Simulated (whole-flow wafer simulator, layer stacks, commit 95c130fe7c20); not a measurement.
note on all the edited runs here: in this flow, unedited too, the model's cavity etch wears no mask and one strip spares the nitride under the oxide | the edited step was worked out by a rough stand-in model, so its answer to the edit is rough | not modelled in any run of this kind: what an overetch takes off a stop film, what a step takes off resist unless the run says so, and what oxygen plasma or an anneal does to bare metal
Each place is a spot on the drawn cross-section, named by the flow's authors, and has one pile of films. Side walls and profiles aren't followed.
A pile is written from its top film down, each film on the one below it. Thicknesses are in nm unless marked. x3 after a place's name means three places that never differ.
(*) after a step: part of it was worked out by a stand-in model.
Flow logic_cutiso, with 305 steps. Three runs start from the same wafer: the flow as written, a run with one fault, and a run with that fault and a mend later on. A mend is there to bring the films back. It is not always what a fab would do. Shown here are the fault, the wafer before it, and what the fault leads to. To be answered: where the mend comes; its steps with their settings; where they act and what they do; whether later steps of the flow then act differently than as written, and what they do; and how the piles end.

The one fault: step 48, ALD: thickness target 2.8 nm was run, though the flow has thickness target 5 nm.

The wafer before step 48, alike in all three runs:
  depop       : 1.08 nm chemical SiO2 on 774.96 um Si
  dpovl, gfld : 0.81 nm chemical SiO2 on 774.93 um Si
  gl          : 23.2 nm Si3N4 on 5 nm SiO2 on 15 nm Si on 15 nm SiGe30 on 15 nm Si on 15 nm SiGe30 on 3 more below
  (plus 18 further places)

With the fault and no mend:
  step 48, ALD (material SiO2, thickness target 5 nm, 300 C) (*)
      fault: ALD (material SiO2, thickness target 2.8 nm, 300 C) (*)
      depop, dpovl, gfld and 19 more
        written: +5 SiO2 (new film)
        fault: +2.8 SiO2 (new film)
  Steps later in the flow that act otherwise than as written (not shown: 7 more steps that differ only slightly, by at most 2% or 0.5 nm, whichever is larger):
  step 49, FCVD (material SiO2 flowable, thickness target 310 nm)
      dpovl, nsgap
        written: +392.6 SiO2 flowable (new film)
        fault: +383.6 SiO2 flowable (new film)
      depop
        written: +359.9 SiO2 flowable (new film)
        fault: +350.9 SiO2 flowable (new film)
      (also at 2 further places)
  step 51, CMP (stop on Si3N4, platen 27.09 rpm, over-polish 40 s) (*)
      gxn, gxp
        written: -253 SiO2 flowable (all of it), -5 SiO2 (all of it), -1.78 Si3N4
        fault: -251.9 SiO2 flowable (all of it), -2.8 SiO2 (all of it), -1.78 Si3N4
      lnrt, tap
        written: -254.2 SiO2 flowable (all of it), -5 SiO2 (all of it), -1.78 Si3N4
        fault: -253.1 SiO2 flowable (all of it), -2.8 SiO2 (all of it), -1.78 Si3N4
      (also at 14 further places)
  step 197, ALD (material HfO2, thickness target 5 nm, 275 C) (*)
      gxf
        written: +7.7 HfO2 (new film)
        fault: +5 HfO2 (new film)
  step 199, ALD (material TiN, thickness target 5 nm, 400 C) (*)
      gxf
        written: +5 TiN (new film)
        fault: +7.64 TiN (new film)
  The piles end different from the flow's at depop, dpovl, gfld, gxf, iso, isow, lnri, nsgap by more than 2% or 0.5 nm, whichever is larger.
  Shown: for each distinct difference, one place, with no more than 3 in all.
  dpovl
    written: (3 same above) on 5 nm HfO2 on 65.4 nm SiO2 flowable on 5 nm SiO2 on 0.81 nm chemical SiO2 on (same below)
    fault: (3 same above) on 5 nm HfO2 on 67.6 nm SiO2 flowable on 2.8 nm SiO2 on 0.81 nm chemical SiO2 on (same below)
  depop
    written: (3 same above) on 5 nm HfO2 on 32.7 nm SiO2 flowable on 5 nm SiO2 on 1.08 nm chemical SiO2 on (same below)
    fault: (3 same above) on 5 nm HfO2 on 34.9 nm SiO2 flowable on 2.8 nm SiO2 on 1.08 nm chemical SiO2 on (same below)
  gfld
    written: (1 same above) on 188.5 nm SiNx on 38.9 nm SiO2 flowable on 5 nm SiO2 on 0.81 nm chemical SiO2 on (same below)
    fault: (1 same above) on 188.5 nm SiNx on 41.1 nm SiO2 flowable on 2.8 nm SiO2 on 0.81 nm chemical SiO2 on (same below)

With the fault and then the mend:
  After step 48 comes the mend.
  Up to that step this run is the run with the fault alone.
  step 48a, ALD (material SiO2, thickness target 2.2 nm, 300 C) (*) (the flow's step 48 again, with other settings)
      depop, dpovl, gfld and 19 more
        +2.2 SiO2
  Later steps of the flow that are run all act as written at every place that is followed.
  The piles end the same as the flow's at every place that both follow.
